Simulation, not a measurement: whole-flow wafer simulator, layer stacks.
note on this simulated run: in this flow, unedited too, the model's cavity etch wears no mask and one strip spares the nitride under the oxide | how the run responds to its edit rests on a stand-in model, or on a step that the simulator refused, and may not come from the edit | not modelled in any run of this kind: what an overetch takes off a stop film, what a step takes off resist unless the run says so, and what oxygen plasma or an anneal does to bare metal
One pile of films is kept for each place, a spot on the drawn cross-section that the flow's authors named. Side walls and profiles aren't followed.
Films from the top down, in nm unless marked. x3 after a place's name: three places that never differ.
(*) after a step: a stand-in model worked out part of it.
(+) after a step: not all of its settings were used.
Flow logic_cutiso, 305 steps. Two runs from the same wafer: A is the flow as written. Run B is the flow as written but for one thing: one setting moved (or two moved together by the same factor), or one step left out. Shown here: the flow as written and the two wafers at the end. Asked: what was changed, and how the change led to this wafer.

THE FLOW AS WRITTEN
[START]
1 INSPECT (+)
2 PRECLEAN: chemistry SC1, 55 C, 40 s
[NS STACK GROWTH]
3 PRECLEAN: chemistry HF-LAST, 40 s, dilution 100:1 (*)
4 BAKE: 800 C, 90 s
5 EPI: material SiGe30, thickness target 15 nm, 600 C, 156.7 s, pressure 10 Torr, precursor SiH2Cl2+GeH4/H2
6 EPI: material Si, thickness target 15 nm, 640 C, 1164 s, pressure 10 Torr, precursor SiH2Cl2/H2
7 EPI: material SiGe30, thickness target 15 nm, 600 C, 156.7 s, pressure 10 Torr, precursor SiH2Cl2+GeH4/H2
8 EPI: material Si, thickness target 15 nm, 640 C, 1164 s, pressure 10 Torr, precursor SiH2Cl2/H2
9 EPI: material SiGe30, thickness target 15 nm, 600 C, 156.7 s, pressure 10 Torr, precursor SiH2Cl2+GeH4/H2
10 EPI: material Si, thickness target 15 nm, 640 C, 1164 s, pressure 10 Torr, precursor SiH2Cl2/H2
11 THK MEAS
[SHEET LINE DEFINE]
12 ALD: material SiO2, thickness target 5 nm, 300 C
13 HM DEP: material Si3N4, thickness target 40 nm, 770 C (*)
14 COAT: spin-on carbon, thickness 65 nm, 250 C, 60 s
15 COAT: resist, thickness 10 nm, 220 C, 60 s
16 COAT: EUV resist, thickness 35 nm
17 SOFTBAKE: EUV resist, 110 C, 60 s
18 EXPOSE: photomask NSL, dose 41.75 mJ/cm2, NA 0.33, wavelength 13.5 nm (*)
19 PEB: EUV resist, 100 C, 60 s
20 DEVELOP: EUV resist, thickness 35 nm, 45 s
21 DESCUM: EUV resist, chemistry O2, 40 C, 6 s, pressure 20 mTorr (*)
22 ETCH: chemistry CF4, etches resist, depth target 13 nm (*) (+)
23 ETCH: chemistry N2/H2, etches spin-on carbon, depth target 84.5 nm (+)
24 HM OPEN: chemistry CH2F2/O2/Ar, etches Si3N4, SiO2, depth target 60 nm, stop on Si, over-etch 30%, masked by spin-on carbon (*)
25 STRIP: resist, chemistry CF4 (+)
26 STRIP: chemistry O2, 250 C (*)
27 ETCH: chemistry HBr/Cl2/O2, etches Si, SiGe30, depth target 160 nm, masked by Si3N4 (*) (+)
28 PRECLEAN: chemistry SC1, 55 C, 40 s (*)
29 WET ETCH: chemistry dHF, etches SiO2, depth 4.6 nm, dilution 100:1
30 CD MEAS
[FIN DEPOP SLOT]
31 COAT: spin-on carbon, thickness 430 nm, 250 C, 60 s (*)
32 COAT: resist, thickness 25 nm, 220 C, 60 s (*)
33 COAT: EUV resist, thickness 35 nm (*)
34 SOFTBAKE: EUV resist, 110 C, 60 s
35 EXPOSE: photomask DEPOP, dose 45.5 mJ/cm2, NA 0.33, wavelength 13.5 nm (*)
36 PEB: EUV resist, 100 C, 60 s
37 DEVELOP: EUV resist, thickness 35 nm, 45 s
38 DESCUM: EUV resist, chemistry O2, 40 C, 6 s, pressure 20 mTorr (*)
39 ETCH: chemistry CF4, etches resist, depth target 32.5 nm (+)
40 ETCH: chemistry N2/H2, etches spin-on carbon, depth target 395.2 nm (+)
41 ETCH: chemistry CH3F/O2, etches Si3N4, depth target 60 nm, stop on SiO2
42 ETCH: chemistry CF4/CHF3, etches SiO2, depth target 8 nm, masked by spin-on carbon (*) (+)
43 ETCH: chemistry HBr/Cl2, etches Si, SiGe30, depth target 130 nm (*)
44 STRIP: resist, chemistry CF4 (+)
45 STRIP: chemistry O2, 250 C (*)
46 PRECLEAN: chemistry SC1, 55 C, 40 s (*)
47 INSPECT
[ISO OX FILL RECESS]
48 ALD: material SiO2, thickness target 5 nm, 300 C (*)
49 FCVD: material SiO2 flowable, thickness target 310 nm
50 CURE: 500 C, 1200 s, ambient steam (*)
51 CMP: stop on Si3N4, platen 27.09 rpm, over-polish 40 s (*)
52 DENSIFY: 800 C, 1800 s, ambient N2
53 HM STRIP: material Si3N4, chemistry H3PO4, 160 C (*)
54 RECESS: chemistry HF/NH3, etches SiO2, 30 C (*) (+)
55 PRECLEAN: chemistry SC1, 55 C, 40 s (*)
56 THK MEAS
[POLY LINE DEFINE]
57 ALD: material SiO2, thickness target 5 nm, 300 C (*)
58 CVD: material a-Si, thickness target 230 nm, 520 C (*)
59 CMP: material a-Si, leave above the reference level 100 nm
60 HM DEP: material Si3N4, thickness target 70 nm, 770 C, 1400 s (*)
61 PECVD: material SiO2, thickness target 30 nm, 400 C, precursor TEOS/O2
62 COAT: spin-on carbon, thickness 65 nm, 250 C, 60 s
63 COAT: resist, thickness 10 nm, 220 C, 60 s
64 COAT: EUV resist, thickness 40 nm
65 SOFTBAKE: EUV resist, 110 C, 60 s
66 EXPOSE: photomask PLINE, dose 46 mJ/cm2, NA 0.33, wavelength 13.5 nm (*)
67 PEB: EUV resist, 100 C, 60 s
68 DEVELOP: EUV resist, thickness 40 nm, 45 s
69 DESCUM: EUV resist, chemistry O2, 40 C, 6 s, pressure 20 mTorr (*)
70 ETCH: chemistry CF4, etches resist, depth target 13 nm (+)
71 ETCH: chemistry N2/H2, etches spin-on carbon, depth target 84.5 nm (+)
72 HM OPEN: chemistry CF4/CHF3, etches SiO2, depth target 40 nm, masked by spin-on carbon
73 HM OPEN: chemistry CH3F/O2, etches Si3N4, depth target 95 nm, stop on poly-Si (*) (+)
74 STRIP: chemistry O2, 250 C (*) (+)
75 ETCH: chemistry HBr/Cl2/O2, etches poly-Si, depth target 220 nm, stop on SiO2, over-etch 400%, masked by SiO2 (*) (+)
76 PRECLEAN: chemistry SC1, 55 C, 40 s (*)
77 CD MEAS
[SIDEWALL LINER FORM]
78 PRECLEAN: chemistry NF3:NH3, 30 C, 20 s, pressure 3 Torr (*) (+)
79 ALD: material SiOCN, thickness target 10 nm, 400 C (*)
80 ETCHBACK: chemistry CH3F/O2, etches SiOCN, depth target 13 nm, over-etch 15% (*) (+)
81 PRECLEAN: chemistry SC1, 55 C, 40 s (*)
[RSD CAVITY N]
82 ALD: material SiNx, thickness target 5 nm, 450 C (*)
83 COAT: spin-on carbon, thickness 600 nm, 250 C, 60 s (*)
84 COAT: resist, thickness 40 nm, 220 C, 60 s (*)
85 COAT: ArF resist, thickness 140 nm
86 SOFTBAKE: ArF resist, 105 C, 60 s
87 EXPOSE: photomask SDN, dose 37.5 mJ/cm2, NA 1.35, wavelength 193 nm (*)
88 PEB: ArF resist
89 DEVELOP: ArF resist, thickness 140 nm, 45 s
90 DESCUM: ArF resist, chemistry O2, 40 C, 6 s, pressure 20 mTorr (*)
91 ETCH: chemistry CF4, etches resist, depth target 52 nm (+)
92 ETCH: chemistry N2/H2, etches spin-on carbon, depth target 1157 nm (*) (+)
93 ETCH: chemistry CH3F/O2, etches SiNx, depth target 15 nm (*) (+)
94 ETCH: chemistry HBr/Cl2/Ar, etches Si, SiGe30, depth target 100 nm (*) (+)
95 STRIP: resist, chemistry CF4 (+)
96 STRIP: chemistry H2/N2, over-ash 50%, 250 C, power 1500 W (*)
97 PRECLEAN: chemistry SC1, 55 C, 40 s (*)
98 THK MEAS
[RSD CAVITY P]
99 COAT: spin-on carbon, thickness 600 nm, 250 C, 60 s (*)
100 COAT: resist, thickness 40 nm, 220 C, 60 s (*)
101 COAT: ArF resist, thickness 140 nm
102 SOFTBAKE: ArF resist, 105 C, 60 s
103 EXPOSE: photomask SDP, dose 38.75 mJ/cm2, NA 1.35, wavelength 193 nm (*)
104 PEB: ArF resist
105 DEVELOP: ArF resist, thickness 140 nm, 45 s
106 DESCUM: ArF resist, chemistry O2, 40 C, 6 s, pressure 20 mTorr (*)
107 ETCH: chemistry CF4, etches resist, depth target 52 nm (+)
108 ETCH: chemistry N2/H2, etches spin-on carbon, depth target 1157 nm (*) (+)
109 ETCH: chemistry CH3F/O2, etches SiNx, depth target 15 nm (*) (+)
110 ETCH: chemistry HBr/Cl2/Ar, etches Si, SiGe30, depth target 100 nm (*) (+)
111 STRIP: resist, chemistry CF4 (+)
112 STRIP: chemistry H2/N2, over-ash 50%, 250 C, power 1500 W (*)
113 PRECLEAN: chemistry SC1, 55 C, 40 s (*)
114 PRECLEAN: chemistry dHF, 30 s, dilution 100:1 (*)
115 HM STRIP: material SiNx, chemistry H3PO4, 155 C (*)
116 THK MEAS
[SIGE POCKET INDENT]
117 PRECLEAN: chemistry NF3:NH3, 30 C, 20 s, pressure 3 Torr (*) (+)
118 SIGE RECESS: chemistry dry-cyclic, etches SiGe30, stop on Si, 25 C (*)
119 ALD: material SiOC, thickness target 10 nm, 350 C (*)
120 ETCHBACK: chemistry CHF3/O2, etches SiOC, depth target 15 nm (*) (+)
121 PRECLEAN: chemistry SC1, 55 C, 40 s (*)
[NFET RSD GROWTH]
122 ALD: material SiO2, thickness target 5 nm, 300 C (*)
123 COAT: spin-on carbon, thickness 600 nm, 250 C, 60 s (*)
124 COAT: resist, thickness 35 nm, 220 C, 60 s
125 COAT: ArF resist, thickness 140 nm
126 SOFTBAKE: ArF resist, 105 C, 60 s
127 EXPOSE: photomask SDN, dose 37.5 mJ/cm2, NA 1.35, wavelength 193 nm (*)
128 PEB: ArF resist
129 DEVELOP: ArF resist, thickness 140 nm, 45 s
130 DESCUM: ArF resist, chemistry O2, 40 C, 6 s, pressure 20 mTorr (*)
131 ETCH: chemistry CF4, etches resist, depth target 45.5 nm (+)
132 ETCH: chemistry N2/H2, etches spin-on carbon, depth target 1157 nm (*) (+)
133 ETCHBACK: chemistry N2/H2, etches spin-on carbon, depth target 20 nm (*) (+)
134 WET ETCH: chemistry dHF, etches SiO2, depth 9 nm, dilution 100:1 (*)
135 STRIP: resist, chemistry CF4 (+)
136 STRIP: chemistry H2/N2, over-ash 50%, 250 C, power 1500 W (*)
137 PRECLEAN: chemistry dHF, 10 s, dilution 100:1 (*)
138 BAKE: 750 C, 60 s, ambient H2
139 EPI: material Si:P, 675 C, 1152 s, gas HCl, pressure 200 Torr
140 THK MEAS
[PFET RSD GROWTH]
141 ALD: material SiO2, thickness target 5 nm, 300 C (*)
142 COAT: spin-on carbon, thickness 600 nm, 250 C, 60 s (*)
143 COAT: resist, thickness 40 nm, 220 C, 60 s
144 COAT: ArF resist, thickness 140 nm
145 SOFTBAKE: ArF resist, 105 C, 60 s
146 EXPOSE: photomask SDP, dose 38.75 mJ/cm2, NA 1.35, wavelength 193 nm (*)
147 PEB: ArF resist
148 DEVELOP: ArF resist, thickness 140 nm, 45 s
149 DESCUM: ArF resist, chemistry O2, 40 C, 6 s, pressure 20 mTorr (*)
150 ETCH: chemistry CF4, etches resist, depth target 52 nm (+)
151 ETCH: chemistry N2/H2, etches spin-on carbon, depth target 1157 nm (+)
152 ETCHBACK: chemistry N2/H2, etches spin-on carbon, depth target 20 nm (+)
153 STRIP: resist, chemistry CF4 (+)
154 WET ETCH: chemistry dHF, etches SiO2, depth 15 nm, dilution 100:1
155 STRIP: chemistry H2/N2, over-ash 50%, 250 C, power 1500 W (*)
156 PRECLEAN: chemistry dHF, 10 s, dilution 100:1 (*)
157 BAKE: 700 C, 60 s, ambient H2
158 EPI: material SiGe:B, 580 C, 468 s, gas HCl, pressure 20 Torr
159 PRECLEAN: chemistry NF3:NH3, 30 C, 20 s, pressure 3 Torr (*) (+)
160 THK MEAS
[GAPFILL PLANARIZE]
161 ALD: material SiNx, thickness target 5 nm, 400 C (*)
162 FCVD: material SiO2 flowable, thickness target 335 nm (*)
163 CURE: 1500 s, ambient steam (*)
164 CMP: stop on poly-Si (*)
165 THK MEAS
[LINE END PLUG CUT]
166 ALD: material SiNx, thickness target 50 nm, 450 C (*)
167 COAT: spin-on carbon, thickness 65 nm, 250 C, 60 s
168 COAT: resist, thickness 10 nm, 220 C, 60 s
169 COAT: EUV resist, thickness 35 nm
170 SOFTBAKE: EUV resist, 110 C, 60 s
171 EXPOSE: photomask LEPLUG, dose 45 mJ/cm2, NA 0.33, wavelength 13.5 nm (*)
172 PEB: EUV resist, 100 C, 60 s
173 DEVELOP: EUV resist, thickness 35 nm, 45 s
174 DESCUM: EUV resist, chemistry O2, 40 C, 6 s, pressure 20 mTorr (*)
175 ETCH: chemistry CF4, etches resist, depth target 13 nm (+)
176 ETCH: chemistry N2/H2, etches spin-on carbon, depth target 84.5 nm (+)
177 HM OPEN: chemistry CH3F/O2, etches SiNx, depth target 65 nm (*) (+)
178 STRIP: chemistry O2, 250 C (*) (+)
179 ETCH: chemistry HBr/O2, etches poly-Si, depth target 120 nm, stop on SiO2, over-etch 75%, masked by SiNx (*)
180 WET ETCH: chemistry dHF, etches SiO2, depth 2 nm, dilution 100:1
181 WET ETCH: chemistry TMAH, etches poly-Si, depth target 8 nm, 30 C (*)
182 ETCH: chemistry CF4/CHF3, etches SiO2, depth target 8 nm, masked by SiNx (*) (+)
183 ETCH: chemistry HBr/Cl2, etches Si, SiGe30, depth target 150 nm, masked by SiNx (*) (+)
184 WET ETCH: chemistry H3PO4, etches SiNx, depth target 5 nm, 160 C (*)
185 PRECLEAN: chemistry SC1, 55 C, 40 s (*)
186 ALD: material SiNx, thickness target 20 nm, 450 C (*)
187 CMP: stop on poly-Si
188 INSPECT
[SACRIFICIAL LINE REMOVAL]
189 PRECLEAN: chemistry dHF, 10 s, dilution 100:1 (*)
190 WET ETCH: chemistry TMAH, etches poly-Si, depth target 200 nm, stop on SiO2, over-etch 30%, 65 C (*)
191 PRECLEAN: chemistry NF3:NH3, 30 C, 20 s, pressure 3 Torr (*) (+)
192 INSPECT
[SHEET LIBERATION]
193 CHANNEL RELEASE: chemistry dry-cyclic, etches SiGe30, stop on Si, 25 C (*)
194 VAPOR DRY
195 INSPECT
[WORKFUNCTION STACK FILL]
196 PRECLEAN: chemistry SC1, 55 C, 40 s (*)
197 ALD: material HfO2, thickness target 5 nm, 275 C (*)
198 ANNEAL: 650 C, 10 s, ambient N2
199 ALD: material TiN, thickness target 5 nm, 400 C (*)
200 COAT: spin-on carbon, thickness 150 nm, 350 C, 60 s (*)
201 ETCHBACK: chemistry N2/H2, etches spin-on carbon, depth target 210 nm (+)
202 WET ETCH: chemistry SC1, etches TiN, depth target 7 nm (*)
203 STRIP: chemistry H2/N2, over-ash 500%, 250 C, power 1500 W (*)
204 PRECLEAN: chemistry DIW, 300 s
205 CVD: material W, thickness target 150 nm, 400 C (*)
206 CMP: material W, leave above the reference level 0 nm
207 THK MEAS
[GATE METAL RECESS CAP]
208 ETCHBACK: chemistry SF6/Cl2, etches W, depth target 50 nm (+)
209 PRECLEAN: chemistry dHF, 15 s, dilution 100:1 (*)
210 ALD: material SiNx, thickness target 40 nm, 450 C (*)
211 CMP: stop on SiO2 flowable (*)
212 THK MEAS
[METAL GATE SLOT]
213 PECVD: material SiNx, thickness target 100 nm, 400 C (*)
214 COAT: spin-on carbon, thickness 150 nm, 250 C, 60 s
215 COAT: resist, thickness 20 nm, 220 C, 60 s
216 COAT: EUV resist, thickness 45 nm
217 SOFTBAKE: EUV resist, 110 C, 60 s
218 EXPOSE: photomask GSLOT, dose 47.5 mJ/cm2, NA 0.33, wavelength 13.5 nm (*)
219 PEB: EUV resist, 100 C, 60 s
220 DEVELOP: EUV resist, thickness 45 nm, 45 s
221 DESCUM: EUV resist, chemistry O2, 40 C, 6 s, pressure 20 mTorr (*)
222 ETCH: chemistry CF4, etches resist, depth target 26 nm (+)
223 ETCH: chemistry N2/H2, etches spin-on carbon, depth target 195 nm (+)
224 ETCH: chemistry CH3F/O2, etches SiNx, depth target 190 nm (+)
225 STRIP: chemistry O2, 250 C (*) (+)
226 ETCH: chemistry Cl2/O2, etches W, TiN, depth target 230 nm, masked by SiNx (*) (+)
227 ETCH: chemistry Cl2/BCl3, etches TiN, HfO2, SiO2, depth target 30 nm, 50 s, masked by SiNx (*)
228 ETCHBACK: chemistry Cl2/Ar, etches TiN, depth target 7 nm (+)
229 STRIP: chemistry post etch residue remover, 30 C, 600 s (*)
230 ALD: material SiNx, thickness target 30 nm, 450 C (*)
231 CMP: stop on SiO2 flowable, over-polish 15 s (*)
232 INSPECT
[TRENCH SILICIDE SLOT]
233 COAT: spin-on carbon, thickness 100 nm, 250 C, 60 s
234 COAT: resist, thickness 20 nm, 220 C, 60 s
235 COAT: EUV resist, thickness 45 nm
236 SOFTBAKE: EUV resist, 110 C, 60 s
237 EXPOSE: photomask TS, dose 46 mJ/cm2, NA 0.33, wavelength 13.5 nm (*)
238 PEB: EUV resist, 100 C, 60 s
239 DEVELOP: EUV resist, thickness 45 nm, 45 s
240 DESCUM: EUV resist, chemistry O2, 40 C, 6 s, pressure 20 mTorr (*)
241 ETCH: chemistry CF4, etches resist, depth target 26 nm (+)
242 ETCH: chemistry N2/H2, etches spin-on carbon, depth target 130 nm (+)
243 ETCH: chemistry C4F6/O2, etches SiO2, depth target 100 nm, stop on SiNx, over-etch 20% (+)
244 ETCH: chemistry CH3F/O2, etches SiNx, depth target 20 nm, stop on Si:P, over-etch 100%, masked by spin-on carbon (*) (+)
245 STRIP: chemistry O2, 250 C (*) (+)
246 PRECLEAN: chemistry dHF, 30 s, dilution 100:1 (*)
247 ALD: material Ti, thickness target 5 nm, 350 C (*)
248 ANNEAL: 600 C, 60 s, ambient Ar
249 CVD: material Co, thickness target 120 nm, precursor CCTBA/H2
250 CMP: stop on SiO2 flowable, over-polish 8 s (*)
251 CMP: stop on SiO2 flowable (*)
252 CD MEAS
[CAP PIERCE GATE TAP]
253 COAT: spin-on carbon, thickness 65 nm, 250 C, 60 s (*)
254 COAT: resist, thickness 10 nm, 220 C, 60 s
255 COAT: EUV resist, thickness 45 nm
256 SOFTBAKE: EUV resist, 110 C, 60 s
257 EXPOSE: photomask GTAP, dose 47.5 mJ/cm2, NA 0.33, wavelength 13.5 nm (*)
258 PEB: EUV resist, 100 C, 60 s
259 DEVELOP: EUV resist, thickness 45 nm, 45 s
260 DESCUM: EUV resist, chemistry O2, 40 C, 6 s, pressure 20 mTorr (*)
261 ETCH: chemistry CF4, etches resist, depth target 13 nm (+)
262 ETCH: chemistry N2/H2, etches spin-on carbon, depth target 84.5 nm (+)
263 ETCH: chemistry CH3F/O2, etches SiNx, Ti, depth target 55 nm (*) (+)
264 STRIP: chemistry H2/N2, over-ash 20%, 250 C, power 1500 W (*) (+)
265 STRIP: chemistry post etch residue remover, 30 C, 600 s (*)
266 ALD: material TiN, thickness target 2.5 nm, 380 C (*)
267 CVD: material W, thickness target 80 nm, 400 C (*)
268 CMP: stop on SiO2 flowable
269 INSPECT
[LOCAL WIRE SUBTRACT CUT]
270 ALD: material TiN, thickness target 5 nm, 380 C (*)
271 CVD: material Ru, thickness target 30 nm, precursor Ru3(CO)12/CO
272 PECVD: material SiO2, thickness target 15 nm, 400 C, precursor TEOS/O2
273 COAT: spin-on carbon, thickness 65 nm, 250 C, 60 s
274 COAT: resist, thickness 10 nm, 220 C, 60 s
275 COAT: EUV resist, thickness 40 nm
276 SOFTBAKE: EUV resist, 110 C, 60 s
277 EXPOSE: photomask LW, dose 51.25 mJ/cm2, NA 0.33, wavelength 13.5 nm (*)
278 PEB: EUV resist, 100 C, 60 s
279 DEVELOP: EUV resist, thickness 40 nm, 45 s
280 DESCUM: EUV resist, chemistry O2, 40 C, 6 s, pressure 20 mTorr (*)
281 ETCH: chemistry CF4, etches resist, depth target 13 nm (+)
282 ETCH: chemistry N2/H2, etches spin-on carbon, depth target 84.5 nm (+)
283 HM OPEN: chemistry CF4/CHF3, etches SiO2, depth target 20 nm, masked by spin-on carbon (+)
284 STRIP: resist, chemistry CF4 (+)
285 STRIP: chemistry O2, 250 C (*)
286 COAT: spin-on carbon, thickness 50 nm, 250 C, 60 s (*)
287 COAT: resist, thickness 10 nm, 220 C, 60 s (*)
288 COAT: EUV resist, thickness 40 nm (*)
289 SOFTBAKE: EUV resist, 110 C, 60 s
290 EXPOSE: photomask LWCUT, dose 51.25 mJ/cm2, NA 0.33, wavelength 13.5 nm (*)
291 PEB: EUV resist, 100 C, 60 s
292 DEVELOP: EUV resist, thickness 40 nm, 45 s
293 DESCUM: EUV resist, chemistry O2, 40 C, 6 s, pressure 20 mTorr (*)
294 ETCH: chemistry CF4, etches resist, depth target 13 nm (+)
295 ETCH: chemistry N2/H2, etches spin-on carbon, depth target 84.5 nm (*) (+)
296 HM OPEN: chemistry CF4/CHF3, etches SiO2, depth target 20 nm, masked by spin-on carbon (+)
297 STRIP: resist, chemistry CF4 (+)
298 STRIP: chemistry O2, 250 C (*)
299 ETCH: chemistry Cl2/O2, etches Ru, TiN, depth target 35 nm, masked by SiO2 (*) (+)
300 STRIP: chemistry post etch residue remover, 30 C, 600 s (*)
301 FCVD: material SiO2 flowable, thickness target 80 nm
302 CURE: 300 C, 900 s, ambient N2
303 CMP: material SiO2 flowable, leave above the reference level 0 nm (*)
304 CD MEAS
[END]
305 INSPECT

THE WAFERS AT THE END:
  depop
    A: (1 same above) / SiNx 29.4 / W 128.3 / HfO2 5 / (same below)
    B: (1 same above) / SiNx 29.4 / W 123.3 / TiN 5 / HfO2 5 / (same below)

The cause: step 201, ETCHBACK: depth target 147 nm was run, where the flow has depth target 210 nm.

How the change led to this, step by step:
  201 ETCHBACK: chemistry N2/H2, etches spin-on carbon, depth target 210 nm (+)
      depop: A spin-on carbon -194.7 (all of it) | B spin-on carbon -147
      dpovl: A spin-on carbon -194.8 (all of it) | B spin-on carbon -147
      (and at 9 more places)
  202 WET ETCH: chemistry SC1, etches TiN, depth target 7 nm (*)
      depop, dpovl, isow, nsgap: A TiN -5 (all of it) | B spin-on carbon -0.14
  203 STRIP: chemistry H2/N2, over-ash 500%, 250 C, power 1500 W (*)
      depop, dpovl: A nothing | B spin-on carbon -47.6 (all of it)
      isow: A nothing | B spin-on carbon -48.3 (all of it)
      (and at 8 more places)
